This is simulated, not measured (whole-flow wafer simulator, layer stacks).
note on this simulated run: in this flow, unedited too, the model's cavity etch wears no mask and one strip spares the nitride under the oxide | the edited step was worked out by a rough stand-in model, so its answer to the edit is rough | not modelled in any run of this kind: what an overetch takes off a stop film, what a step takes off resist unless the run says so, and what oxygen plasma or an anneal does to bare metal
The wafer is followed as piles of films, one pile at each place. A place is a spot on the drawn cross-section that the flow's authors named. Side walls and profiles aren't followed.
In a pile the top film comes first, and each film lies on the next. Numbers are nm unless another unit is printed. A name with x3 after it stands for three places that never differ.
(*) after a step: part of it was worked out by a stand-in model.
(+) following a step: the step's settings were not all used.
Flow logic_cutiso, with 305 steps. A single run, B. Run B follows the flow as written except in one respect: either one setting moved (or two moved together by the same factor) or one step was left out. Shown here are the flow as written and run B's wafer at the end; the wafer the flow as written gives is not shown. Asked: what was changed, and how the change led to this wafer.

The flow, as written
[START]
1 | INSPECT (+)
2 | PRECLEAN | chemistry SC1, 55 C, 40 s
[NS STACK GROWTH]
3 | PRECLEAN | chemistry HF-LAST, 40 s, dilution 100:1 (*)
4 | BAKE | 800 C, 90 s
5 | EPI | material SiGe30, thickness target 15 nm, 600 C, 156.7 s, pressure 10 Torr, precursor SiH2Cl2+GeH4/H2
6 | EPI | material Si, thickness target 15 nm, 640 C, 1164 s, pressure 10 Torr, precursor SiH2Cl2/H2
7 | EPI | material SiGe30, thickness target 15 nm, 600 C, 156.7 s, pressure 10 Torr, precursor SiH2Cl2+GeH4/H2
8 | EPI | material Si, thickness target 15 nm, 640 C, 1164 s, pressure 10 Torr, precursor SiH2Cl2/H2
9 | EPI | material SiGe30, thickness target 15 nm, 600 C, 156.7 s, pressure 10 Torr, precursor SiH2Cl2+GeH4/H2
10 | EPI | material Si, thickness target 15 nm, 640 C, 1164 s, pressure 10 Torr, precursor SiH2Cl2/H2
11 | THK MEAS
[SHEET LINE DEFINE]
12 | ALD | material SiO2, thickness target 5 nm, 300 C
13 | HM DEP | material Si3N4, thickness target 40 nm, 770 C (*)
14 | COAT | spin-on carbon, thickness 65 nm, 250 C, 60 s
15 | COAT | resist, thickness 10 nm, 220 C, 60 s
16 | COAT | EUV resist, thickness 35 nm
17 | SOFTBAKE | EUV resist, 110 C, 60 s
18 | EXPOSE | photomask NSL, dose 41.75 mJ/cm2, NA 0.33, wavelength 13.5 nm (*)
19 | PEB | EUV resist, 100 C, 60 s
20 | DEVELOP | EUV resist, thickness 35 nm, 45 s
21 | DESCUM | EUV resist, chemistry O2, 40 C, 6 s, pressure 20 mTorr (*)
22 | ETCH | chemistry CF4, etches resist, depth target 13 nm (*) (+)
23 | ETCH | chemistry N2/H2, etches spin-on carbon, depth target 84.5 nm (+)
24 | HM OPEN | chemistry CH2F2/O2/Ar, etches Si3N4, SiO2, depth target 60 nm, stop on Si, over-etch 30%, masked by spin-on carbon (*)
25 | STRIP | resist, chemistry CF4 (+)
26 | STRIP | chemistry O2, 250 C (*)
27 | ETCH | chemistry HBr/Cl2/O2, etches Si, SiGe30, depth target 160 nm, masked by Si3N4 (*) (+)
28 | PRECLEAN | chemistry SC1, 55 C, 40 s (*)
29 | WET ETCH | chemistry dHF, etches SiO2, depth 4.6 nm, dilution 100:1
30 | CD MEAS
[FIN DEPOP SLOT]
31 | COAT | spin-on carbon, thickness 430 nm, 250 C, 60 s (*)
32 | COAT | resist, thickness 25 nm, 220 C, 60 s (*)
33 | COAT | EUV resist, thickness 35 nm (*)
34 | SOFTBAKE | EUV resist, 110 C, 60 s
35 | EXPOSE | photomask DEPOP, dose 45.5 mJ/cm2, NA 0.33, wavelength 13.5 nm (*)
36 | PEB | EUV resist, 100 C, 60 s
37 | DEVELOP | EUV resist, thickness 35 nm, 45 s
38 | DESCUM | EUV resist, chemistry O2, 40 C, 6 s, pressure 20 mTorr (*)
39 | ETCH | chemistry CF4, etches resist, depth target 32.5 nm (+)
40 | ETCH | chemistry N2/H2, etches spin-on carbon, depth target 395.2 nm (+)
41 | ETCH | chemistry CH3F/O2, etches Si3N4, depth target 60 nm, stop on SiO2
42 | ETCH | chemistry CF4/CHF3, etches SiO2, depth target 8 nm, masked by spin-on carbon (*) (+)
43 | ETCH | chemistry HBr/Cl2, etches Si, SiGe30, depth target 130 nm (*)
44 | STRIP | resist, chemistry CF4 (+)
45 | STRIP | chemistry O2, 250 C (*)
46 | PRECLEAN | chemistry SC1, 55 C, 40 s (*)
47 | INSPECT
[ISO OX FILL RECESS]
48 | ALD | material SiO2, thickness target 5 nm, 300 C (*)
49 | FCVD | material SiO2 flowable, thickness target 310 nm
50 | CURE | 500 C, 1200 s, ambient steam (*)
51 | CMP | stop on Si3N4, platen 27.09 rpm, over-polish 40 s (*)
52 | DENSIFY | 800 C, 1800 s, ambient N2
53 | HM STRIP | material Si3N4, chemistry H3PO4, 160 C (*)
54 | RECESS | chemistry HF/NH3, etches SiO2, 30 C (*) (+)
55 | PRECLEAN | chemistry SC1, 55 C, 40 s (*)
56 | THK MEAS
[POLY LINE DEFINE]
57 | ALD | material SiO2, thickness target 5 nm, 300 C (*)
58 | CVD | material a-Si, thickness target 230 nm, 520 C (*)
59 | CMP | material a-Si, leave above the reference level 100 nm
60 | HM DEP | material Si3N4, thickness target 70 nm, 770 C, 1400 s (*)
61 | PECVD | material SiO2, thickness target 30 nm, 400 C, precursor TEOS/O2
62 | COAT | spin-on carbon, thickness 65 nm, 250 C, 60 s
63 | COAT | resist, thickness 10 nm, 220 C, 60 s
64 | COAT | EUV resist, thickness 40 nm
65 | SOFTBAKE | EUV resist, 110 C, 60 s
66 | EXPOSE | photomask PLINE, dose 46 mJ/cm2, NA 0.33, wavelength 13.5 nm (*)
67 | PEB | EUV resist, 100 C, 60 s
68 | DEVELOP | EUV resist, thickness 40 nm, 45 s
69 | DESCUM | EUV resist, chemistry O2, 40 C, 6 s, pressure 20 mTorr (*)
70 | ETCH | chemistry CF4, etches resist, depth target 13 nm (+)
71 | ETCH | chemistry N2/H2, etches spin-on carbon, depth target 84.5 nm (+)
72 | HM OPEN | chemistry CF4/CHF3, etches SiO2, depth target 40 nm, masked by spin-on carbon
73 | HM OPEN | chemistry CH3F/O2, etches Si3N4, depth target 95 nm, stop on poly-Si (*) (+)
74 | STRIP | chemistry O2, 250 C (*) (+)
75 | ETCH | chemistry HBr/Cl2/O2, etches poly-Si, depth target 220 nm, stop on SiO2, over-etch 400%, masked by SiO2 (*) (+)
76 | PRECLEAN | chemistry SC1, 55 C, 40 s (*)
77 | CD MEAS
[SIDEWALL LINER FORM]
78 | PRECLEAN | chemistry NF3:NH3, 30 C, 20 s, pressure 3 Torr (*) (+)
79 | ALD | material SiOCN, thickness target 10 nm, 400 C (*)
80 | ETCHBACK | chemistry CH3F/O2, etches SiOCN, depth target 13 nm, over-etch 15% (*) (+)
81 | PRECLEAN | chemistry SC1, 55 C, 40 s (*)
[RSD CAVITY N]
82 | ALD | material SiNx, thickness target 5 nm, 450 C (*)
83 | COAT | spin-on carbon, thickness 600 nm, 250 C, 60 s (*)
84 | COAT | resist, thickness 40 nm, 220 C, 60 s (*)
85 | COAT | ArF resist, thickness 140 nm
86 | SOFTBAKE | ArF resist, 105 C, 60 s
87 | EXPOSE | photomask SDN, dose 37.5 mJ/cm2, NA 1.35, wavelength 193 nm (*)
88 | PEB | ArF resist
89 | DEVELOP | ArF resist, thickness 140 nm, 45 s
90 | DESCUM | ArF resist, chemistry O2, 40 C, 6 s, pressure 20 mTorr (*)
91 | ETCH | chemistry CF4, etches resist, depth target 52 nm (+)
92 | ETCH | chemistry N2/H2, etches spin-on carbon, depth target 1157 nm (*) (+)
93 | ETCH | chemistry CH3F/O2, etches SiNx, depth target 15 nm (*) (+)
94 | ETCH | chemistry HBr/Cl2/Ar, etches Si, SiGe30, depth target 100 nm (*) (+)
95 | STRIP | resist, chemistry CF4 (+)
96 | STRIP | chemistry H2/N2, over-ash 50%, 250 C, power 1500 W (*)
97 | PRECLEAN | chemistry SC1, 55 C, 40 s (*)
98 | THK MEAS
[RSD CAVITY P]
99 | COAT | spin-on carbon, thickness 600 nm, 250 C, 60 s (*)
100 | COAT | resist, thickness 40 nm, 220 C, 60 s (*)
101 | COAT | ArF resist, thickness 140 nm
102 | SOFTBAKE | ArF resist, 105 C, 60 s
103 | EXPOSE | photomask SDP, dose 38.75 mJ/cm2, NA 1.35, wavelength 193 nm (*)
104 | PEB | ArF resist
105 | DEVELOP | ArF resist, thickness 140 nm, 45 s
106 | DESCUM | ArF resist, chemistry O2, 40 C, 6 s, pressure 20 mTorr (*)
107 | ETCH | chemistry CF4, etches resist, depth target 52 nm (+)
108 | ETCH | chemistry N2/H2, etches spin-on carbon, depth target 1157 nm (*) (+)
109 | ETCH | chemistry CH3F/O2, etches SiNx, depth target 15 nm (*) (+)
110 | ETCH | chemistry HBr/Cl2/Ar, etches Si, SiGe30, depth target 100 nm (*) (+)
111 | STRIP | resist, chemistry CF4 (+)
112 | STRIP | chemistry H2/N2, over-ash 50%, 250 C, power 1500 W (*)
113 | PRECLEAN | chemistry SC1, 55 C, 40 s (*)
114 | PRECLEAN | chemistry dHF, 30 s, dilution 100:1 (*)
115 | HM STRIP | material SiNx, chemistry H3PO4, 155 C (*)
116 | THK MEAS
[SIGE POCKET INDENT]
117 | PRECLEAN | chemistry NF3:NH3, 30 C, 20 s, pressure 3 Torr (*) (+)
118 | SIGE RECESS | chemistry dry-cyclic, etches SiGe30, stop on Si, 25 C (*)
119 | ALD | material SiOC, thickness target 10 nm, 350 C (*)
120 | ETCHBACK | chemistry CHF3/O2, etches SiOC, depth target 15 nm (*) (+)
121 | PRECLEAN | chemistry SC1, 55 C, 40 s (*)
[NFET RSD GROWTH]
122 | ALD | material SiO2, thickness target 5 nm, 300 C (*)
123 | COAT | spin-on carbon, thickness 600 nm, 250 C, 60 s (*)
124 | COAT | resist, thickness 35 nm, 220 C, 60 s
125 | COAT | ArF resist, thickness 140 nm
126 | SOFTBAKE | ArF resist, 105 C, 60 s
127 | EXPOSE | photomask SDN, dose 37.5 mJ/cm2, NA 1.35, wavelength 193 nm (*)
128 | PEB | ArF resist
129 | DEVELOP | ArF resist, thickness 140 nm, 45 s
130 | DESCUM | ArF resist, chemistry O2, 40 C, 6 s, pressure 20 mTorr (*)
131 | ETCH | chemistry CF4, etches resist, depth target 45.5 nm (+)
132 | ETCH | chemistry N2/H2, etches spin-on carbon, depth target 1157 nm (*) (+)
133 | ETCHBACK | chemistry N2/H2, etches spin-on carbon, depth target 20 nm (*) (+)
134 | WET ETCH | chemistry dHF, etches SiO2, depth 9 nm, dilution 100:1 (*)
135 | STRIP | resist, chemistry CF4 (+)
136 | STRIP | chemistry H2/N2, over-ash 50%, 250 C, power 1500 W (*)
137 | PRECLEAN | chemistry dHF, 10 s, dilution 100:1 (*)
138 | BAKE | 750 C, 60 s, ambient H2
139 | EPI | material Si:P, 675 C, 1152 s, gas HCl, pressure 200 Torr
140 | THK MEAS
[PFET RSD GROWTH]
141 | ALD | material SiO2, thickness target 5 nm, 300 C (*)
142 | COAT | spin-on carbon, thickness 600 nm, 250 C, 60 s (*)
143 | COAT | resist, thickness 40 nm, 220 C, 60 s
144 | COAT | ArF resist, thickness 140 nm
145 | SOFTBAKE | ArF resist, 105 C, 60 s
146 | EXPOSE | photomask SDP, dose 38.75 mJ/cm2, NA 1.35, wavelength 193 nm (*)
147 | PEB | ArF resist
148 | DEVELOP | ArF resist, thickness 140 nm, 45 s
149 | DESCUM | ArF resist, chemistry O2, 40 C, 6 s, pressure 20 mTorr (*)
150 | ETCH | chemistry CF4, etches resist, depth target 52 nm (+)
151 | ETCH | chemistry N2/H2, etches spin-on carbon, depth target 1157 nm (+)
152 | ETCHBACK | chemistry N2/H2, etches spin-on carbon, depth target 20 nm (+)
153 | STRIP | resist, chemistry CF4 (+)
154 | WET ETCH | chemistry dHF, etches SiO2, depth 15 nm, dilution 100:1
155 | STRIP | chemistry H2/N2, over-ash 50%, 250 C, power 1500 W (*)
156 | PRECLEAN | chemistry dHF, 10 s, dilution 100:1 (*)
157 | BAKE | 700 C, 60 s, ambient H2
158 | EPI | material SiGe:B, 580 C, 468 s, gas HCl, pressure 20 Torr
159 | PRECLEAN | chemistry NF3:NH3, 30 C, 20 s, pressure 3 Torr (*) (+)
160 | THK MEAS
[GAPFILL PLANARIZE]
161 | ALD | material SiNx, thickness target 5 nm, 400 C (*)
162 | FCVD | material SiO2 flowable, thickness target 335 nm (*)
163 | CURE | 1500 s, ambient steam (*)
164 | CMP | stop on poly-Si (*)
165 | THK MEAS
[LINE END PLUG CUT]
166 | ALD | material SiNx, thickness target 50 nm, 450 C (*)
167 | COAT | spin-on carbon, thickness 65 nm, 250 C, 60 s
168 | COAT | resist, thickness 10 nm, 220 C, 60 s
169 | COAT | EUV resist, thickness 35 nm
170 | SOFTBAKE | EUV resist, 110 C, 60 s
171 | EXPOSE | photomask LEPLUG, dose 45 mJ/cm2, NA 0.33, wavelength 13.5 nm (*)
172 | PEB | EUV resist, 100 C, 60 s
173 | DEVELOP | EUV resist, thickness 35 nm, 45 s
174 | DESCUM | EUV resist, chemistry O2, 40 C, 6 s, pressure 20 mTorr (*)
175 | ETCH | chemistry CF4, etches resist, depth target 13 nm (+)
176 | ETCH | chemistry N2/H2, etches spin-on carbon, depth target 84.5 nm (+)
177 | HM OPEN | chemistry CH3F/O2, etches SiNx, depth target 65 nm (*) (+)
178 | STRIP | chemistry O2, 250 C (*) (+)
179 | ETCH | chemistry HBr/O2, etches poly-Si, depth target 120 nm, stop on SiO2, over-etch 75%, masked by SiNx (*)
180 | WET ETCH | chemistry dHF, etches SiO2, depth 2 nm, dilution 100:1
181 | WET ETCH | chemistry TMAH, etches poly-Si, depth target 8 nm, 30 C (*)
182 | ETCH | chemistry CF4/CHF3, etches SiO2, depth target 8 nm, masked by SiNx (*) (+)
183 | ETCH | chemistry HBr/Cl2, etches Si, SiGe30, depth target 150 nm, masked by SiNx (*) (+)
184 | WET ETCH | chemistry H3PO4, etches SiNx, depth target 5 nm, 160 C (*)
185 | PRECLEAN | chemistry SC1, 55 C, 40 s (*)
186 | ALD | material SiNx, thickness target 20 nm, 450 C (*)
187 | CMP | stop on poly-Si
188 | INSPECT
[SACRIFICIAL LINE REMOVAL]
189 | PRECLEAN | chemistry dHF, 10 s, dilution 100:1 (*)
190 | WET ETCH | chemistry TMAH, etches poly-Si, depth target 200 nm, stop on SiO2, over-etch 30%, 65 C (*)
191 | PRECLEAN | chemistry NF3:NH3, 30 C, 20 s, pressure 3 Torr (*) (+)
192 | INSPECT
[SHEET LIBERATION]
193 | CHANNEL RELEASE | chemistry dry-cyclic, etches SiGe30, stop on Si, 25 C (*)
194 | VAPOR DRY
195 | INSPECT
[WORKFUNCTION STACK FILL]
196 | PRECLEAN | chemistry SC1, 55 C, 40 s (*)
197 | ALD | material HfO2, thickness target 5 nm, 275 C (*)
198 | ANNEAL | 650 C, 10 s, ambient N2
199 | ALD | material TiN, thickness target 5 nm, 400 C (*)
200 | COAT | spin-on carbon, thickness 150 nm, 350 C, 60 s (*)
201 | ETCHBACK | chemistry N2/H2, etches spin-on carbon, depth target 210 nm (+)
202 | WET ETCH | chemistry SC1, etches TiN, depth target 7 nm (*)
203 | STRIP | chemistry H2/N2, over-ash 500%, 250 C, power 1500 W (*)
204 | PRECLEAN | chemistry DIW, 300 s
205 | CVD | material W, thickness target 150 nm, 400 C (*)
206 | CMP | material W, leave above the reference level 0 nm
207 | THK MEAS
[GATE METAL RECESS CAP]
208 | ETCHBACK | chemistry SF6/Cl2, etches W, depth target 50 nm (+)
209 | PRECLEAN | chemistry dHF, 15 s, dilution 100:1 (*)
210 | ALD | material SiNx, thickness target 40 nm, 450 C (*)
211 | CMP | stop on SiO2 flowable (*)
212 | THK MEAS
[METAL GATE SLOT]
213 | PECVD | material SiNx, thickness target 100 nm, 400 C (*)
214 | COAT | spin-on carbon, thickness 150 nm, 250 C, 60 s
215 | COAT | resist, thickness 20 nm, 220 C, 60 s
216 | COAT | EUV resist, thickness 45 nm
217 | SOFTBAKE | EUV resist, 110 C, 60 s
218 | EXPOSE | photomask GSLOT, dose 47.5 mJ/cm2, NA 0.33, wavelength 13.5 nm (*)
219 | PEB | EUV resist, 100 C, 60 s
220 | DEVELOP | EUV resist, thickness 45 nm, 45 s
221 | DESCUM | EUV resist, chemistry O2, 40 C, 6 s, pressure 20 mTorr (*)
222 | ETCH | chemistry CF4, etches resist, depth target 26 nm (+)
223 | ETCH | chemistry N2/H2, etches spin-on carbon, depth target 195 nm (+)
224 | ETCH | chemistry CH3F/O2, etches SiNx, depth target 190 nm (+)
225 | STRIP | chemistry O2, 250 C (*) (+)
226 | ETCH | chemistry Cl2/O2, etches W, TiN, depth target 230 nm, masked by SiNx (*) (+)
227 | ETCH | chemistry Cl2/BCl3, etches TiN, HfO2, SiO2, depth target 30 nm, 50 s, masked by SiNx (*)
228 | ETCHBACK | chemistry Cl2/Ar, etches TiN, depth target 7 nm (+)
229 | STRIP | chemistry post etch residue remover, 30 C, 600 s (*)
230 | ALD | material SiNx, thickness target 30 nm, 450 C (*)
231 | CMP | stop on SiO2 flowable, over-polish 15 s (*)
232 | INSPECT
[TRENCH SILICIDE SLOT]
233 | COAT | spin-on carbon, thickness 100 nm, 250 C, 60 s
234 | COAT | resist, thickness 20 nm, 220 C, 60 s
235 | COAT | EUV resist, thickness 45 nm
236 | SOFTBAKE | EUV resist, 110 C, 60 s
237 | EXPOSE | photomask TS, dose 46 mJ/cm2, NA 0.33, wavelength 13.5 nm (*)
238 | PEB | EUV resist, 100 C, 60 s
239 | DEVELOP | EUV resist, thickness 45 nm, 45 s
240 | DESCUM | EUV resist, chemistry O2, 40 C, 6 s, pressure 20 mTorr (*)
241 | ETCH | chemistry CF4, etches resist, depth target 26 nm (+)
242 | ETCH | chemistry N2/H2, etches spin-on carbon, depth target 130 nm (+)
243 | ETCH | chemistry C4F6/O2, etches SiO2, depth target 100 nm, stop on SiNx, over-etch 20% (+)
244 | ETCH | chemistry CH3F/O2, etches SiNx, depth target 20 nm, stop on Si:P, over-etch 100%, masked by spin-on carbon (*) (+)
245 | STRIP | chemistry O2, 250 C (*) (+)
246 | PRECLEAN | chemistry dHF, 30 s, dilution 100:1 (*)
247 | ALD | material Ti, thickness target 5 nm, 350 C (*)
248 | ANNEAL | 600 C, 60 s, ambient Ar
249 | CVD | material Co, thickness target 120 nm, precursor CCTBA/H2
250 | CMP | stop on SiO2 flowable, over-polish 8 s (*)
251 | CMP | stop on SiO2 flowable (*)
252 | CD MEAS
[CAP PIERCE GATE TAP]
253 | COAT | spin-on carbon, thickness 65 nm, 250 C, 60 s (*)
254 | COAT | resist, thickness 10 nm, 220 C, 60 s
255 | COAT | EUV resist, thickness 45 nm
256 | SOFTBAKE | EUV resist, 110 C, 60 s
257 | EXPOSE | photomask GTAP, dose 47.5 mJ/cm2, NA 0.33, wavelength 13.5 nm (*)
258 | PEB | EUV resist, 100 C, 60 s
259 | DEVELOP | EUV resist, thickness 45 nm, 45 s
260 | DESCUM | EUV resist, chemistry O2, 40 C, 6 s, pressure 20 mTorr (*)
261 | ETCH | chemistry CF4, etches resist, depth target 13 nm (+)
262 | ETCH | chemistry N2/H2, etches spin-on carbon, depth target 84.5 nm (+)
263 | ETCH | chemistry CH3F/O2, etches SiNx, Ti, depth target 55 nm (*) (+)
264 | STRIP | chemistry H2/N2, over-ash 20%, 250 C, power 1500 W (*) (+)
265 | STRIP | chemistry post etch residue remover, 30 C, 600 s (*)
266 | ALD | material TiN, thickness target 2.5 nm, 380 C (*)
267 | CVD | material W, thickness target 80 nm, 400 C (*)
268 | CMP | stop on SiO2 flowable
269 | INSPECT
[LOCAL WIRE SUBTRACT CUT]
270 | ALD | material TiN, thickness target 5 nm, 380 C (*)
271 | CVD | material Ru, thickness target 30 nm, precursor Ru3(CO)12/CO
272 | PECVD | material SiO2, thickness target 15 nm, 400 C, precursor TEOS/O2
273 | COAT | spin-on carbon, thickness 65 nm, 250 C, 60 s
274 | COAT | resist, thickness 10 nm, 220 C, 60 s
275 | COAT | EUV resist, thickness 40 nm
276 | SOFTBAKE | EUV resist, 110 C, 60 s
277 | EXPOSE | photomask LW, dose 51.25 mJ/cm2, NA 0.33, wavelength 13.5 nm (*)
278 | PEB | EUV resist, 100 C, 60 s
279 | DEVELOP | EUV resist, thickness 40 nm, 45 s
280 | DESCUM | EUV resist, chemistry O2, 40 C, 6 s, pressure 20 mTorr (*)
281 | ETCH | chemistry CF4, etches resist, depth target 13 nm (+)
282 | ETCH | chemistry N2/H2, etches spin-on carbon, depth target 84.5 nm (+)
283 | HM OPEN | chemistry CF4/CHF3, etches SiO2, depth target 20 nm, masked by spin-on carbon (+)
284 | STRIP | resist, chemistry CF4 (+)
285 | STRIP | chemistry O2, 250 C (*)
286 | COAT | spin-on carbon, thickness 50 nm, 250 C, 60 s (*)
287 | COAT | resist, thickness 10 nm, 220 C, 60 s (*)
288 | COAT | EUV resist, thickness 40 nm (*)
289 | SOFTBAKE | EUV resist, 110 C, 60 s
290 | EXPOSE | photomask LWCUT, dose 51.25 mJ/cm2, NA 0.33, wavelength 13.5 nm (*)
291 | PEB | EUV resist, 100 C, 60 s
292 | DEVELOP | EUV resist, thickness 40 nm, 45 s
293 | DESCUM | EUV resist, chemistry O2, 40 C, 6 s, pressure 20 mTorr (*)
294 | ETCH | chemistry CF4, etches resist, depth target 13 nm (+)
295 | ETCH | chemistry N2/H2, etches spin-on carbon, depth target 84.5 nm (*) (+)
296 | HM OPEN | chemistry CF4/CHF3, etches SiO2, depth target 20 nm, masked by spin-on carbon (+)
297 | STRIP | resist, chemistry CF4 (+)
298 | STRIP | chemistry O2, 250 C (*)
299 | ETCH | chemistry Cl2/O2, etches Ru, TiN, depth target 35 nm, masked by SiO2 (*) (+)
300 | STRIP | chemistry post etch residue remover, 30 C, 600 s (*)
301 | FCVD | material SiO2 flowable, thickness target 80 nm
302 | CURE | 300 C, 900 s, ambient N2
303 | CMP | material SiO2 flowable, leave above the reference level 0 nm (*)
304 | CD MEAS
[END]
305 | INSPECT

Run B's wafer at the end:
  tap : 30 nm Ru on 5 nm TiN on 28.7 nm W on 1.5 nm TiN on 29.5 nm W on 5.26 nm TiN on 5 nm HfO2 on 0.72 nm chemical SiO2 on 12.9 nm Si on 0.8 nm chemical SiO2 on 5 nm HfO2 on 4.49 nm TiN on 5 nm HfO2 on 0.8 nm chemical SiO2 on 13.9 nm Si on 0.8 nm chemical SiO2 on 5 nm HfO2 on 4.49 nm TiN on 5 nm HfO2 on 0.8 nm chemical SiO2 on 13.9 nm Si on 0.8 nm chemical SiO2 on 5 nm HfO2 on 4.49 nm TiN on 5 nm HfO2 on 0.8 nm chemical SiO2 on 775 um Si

The reason: step 266, ALD: thickness target 1.5 nm was run, though the flow has thickness target 2.5 nm.
One can read it off the wafer: tap has TiN 1.5, and step 266 as written asks for 2.5 nm.

The path from the change to this, step by step:
  266 | ALD | material TiN, thickness target 2.5 nm, 380 C (*)
      depop, dpovl, gfld and 19 more: +1.5 TiN (new film) (it would be, as written: +2.5 TiN (new film))
  268 | CMP | stop on SiO2 flowable
      depop, dpovl, gfld and 9 more: -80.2 W (all of it), -1.5 TiN (all of it), -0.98 SiNx (it would be, as written: -80.2 W (all of it), -2.5 TiN (all of it), -0.98 SiNx)
      lnr, lnri, lnrp, lnrt: -80 W (all of it), -1.5 TiN (all of it), -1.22 SiOCN (it would be, as written: -80 W (all of it), -2.5 TiN (all of it), -1.22 SiOCN)
      (as well as at 5 more places)
